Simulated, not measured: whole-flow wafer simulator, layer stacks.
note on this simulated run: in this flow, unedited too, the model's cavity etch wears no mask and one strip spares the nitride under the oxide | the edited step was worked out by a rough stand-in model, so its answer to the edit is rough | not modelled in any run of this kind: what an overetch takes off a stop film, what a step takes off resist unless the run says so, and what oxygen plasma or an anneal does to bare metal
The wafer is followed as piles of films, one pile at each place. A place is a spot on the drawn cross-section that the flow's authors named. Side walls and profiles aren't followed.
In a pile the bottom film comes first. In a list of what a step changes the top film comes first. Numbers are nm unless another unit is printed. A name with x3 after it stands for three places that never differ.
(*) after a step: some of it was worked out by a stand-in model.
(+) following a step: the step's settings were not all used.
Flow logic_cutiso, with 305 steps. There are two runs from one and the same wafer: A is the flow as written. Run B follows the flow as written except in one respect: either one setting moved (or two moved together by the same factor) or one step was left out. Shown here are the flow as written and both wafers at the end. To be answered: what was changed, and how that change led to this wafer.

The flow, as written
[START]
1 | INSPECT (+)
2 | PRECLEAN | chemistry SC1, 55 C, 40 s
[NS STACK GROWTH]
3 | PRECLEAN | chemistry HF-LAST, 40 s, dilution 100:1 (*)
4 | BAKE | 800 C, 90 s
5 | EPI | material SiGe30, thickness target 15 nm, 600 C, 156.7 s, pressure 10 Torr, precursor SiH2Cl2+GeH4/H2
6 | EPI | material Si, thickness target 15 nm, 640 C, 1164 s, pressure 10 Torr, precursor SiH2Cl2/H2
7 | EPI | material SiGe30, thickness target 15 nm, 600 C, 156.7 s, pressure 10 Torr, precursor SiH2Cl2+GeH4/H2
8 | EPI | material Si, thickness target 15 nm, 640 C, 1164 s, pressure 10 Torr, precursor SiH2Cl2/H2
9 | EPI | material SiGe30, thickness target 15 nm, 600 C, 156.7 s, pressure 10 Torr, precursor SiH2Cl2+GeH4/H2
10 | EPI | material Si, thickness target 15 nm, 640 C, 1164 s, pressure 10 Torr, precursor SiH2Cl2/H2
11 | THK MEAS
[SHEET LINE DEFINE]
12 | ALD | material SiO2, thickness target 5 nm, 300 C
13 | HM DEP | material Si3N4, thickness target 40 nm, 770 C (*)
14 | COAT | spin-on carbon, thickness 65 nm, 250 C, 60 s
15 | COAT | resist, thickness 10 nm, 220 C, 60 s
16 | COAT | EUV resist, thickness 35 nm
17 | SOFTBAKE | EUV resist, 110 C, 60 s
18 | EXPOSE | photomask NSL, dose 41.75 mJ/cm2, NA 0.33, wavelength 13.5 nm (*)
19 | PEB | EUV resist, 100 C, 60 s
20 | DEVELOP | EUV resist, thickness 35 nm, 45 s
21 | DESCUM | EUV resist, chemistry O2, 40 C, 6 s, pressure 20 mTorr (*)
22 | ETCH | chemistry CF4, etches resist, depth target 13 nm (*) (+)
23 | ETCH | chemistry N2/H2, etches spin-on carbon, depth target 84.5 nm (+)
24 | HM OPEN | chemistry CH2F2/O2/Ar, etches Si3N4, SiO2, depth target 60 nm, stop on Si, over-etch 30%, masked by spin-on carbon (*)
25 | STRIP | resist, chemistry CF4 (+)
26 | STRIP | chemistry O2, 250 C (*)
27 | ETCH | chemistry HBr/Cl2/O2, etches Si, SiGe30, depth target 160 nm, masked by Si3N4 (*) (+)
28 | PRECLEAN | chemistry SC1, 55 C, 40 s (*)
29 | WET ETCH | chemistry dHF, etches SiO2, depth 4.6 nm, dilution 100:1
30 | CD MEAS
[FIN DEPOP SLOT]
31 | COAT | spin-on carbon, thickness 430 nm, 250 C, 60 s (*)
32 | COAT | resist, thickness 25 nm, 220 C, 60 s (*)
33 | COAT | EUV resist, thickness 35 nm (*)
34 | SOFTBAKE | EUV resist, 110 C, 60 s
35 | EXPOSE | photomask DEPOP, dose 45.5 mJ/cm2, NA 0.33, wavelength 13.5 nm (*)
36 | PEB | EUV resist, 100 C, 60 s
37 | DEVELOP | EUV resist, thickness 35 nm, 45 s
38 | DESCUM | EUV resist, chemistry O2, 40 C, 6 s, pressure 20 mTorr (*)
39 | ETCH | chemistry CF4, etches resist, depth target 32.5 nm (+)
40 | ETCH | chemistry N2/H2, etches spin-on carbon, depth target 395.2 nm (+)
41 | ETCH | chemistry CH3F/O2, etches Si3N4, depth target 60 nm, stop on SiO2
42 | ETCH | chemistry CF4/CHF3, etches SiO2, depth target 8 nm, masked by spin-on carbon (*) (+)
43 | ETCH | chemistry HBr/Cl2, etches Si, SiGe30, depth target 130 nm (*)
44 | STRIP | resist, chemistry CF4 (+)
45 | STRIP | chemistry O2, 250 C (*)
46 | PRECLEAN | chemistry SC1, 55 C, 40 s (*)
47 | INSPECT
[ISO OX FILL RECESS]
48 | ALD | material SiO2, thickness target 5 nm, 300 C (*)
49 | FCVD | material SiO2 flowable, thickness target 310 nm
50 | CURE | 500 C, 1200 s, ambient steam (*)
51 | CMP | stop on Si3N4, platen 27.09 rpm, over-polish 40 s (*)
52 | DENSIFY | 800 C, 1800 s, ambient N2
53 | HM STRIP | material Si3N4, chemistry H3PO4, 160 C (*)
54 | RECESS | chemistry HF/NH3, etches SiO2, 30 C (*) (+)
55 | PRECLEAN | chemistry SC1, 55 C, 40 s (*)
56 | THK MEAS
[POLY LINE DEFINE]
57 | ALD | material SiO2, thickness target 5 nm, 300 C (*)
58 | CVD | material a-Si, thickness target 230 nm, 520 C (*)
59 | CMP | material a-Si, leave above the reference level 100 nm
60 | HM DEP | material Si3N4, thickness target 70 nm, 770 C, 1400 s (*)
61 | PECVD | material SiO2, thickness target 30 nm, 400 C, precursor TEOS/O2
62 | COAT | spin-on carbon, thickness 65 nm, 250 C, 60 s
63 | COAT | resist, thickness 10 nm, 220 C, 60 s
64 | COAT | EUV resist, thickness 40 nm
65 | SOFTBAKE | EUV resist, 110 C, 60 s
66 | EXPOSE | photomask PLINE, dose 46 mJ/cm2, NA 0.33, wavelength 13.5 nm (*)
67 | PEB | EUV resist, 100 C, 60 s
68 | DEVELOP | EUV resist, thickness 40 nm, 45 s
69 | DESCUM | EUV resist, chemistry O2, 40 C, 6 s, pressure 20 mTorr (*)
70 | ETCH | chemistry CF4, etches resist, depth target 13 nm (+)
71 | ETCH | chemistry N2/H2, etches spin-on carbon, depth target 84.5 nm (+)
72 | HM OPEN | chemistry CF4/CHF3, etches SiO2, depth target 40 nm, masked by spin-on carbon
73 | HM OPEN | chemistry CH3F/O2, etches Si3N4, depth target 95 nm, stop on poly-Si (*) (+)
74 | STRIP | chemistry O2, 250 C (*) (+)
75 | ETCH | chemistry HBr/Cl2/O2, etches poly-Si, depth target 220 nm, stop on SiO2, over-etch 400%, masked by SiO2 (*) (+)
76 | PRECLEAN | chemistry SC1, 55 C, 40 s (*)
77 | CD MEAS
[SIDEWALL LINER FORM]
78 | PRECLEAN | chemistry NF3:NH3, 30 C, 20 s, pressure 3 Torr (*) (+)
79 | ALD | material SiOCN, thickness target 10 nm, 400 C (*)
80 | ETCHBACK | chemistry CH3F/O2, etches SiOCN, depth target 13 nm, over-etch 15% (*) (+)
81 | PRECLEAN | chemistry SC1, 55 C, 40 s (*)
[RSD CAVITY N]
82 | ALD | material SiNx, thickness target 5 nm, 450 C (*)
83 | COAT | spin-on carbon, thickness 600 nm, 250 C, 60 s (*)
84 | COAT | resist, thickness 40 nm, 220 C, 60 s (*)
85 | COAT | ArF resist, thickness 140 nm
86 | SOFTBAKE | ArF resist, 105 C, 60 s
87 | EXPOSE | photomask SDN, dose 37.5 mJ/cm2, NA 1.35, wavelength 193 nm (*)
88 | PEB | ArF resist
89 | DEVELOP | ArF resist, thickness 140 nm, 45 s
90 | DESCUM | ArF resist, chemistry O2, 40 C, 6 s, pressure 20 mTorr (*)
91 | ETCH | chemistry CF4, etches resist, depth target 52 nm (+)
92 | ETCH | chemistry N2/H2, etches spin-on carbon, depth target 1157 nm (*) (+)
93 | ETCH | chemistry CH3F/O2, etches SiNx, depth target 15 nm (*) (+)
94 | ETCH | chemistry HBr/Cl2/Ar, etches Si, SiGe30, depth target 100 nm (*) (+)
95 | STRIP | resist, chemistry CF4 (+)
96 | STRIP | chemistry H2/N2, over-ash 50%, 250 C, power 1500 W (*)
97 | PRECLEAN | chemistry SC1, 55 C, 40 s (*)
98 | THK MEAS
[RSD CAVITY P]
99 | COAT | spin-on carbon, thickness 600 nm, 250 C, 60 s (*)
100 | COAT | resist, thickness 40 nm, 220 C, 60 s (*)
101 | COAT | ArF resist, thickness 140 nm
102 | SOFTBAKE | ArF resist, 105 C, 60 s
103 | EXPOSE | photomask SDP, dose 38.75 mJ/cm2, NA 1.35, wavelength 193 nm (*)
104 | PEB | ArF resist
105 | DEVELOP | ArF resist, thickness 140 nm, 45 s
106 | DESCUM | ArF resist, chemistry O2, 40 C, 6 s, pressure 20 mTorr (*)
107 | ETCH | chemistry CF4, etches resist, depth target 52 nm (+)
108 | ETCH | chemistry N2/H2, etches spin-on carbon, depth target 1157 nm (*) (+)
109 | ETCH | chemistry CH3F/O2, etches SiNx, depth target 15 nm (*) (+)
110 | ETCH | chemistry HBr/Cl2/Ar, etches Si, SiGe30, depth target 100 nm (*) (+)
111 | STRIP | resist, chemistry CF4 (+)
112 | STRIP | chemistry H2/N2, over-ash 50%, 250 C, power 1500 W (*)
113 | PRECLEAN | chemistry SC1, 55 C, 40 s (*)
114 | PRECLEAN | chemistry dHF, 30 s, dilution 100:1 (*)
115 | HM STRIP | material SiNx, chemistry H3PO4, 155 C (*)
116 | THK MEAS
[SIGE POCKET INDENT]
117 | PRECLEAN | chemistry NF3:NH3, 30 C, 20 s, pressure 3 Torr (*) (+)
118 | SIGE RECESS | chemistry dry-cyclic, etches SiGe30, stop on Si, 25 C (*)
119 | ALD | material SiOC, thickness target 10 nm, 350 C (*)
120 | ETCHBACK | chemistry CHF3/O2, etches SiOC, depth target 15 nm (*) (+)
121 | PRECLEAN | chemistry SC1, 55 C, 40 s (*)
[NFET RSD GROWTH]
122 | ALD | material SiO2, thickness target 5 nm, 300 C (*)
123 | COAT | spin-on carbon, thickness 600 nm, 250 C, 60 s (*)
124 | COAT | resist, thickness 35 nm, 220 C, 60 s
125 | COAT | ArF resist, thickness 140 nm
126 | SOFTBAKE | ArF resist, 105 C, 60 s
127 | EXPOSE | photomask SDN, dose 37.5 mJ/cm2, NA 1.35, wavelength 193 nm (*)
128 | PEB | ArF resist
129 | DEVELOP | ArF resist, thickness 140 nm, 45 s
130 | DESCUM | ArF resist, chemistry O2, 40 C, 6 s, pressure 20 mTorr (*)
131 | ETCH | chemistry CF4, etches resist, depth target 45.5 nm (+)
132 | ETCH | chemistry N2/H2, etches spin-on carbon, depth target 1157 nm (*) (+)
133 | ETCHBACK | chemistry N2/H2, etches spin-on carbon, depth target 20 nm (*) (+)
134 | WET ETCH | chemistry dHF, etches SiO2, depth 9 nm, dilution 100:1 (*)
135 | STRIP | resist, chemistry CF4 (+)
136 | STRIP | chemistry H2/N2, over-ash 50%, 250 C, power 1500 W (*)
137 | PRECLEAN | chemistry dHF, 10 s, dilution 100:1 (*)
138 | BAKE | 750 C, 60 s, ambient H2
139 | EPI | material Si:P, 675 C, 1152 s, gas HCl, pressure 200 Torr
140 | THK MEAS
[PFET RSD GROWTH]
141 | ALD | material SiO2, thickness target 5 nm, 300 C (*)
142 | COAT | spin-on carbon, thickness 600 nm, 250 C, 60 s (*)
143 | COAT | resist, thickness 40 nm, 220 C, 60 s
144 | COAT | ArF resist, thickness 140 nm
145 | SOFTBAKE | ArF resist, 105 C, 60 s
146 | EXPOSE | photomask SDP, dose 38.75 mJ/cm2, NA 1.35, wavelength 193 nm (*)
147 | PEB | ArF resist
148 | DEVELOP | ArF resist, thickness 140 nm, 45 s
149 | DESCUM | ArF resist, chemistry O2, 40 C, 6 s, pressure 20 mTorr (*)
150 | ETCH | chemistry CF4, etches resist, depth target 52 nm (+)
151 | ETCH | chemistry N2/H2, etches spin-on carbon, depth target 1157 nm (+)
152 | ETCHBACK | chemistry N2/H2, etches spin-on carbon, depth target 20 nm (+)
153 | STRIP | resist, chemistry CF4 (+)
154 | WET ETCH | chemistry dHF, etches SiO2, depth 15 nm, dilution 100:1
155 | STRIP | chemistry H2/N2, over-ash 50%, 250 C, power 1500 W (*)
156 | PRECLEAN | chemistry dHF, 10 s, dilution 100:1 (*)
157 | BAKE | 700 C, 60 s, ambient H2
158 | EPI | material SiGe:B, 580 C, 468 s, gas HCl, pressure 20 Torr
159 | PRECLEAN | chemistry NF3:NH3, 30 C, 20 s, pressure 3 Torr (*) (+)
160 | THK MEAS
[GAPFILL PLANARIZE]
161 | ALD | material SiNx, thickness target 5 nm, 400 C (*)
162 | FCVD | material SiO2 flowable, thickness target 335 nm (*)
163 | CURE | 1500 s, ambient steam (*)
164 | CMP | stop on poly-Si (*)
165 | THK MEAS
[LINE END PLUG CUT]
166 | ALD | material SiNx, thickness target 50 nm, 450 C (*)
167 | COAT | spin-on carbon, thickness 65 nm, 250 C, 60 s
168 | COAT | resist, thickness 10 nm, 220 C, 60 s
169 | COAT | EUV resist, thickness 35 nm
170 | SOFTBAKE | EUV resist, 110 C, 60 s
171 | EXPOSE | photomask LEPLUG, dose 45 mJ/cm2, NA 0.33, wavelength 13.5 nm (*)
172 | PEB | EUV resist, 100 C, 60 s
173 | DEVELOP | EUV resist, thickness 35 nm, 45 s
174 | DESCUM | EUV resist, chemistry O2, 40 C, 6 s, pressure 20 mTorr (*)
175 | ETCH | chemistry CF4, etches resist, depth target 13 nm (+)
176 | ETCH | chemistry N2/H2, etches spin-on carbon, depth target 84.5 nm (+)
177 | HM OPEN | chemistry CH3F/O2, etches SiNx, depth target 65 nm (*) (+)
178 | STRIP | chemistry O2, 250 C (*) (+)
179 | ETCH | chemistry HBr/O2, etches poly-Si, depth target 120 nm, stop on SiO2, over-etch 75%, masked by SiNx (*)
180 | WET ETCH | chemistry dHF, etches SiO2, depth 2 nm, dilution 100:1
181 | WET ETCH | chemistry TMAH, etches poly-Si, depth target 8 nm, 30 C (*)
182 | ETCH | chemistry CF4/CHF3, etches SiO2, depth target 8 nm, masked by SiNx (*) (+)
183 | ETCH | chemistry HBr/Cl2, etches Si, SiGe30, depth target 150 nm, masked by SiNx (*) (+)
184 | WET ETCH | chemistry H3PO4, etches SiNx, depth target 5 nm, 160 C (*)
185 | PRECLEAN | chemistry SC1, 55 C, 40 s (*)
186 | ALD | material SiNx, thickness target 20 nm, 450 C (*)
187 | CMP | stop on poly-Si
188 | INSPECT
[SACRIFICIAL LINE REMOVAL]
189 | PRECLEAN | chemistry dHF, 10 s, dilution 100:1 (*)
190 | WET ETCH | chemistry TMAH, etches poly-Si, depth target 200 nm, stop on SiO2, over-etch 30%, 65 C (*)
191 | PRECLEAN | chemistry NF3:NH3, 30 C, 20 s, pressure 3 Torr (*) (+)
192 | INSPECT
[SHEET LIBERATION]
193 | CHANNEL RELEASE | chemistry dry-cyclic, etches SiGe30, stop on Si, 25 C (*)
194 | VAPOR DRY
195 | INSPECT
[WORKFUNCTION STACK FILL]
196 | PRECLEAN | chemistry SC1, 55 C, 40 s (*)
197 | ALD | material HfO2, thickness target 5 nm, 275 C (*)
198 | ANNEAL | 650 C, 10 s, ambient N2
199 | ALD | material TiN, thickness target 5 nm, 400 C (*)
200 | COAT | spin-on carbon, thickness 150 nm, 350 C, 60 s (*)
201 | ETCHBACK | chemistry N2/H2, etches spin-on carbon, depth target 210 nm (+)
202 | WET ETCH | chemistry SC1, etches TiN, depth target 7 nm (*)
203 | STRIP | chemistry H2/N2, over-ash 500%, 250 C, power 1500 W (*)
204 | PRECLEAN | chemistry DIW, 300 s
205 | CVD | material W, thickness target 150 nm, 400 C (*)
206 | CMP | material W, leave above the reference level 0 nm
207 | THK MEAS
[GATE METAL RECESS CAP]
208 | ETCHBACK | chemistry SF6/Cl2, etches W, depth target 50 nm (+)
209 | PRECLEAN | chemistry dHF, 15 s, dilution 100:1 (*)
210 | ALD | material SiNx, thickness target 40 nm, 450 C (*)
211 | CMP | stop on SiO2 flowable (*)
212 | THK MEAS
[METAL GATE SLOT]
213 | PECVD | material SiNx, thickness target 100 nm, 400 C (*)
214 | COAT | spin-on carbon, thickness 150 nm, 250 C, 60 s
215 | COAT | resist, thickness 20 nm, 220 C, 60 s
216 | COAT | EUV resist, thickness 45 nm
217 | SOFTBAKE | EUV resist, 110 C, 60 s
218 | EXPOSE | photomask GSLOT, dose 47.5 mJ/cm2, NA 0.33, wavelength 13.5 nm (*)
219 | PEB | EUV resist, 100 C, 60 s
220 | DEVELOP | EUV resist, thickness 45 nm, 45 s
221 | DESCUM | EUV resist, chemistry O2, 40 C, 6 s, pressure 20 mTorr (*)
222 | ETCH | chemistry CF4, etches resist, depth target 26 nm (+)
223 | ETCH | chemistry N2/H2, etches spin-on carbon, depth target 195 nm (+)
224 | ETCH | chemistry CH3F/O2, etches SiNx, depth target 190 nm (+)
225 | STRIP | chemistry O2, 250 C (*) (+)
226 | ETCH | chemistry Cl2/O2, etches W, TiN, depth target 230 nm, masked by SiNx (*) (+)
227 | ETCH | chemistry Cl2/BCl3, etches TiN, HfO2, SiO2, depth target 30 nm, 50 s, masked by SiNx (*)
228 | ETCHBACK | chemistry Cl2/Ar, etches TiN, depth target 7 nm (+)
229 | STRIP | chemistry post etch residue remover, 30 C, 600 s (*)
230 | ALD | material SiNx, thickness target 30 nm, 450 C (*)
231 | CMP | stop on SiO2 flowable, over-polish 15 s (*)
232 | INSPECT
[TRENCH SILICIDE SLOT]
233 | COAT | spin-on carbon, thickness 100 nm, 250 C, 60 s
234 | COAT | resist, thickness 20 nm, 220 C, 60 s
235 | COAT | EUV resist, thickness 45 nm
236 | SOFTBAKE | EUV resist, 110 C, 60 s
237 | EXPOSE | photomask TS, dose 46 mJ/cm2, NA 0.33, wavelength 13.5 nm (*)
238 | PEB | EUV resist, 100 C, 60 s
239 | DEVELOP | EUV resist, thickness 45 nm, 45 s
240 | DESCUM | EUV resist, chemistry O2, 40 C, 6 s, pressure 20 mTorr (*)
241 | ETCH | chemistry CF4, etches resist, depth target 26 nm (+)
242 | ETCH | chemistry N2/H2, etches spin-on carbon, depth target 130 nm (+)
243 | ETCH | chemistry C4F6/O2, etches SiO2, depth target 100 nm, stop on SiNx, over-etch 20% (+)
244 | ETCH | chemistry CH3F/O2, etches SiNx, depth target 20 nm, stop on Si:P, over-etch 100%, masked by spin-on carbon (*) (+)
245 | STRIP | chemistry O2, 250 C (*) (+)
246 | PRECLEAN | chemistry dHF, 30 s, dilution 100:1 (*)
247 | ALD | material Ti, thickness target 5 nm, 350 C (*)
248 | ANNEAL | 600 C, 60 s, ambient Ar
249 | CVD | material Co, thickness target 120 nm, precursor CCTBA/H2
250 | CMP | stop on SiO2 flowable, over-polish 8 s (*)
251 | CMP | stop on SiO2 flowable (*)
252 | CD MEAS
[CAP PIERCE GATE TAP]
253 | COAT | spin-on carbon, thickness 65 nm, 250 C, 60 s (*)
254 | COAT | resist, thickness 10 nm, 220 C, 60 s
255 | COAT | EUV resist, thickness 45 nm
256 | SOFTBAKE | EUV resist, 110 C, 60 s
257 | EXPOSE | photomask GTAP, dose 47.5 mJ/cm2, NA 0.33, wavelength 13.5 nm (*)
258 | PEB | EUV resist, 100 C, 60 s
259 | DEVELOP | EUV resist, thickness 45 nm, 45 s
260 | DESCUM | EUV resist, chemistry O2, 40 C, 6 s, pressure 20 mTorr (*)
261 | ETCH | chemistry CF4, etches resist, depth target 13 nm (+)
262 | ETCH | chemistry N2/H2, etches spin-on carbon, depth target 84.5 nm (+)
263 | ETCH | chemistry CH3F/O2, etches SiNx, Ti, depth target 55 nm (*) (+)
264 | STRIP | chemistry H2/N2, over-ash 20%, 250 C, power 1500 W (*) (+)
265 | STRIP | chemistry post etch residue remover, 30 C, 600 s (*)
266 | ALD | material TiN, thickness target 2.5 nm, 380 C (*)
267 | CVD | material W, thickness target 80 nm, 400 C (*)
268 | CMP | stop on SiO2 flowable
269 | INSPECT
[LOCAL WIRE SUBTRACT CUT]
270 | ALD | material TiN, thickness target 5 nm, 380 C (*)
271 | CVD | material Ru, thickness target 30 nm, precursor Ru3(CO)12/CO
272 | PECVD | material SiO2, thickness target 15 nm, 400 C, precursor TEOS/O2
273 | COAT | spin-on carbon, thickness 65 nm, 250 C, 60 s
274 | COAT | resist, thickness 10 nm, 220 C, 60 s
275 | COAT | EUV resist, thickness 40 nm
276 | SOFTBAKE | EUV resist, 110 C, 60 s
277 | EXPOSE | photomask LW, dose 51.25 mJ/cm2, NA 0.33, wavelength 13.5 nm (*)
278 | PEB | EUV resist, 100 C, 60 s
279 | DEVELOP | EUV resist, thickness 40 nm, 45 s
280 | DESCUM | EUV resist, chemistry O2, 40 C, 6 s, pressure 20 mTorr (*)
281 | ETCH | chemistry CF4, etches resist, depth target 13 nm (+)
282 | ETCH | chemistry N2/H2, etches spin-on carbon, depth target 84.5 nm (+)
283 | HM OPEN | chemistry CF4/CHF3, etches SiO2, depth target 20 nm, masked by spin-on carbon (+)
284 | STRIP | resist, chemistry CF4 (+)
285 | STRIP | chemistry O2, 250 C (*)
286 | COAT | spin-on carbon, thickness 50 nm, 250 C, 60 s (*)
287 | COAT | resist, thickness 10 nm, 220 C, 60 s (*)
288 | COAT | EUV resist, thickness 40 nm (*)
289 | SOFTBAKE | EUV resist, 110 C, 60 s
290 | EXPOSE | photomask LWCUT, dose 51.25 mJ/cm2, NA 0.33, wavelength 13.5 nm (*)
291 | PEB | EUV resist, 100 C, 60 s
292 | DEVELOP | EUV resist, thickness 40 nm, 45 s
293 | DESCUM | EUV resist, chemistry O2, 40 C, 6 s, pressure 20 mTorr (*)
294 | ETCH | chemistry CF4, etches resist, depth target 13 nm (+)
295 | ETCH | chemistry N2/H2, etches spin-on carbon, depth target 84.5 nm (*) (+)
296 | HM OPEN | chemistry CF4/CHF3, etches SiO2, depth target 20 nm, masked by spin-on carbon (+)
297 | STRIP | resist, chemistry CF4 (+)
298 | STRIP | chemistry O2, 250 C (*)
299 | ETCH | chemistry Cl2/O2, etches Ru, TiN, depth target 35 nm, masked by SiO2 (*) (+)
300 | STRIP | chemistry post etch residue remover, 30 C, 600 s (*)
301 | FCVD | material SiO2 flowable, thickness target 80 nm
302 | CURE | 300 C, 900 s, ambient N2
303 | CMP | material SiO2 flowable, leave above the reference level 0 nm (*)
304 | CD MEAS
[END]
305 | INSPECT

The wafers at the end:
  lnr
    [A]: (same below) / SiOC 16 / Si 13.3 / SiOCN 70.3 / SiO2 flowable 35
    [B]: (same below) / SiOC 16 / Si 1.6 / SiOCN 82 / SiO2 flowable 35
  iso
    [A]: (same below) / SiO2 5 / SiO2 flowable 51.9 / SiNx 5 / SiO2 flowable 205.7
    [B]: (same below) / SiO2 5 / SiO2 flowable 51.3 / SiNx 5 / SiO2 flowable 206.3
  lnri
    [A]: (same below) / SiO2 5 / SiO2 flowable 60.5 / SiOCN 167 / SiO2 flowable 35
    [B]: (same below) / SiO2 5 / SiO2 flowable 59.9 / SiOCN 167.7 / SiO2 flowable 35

Cause: step 75, ETCH: depth target 242 nm was run, whereas the flow has depth target 220 nm.

The path from the change to this, step by step:
  75 | ETCH | chemistry HBr/Cl2/O2, etches poly-Si, depth target 220 nm, stop on SiO2, over-etch 400%, masked by SiO2 (*) (+)
      lnr, lnrp, lnrt, rsdn, rsdp, rsdw, rsdx: A chemical SiO2 loses 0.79 (all of it), poly-Si loses 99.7 (all of it), SiO2 loses 5 (all of it) | B chemical SiO2 loses 0.79 (all of it), poly-Si loses 99.7 (all of it), SiO2 loses 5 (all of it), chemical SiO2 loses 0.49 (all of it), Si loses 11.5
      iso, lnri: A chemical SiO2 loses 0.79 (all of it), poly-Si loses 189.1 (all of it), SiO2 loses 4.55 | B chemical SiO2 loses 0.79 (all of it), poly-Si loses 189.1 (all of it), SiO2 loses 5 (all of it), SiO2 flowable loses 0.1
  80 | ETCHBACK | chemistry CH3F/O2, etches SiOCN, depth target 13 nm, over-etch 15% (*) (+)
      lnr, lnrp, lnrt: A SiOCN gains 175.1 | B SiOCN gains 186.8
  94 | ETCH | chemistry HBr/Cl2/Ar, etches Si, SiGe30, depth target 100 nm (*) (+)
      rsdn, rsdx: A chemical SiO2 loses 0.49 (all of it), Si loses 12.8 (all of it), SiGe30 loses 15 (all of it), Si loses 15 (all of it), SiGe30 loses 15 (all of it), Si loses 15 (all of it), SiGe30 loses 15 (all of it), Si loses 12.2 | B chemical SiO2 loses 0.49 (all of it), Si loses 1.13 (all of it), SiGe30 loses 15 (all of it), Si loses 15 (all of it), SiGe30 loses 15 (all of it), Si loses 15 (all of it), SiGe30 loses 15 (all of it), Si loses 23.9
  110 | ETCH | chemistry HBr/Cl2/Ar, etches Si, SiGe30, depth target 100 nm (*) (+)
      rsdp, rsdw: A chemical SiO2 loses 0.49 (all of it), Si loses 12.8 (all of it), SiGe30 loses 15 (all of it), Si loses 15 (all of it), SiGe30 loses 15 (all of it), Si loses 15 (all of it), SiGe30 loses 15 (all of it), Si loses 12.2 | B chemical SiO2 loses 0.49 (all of it), Si loses 1.13 (all of it), SiGe30 loses 15 (all of it), Si loses 15 (all of it), SiGe30 loses 15 (all of it), Si loses 15 (all of it), SiGe30 loses 15 (all of it), Si loses 23.9
  139 | EPI | material Si:P, 675 C, 1152 s, gas HCl, pressure 200 Torr
      rsdn, rsdx: A Si:P gains 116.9 (new film) | B Si:P gains 128.6 (new film)
  141 | ALD | material SiO2, thickness target 5 nm, 300 C (*)
      gxn: A SiO2 gains 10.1 (new film) | B SiO2 gains 6.17 (new film)
  158 | EPI | material SiGe:B, 580 C, 468 s, gas HCl, pressure 20 Torr
      rsdp, rsdw: A SiGe:B gains 116.8 (new film) | B SiGe:B gains 128.5 (new film)
  159 | PRECLEAN | chemistry NF3:NH3, 30 C, 20 s, pressure 3 Torr (*) (+)
      gxn: A SiO2 loses 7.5 | B SiO2 loses 4.65 (all of it), Si3N4 loses 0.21
  164 | CMP | stop on poly-Si (*)
      gxn: A SiO2 flowable loses 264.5 (all of it), SiNx loses 5 (all of it), SiO2 loses 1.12 (all of it), Si3N4 loses 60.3 (all of it) | B SiO2 flowable loses 265.6 (all of it), SiNx loses 5 (all of it), Si3N4 loses 60.3 (all of it)
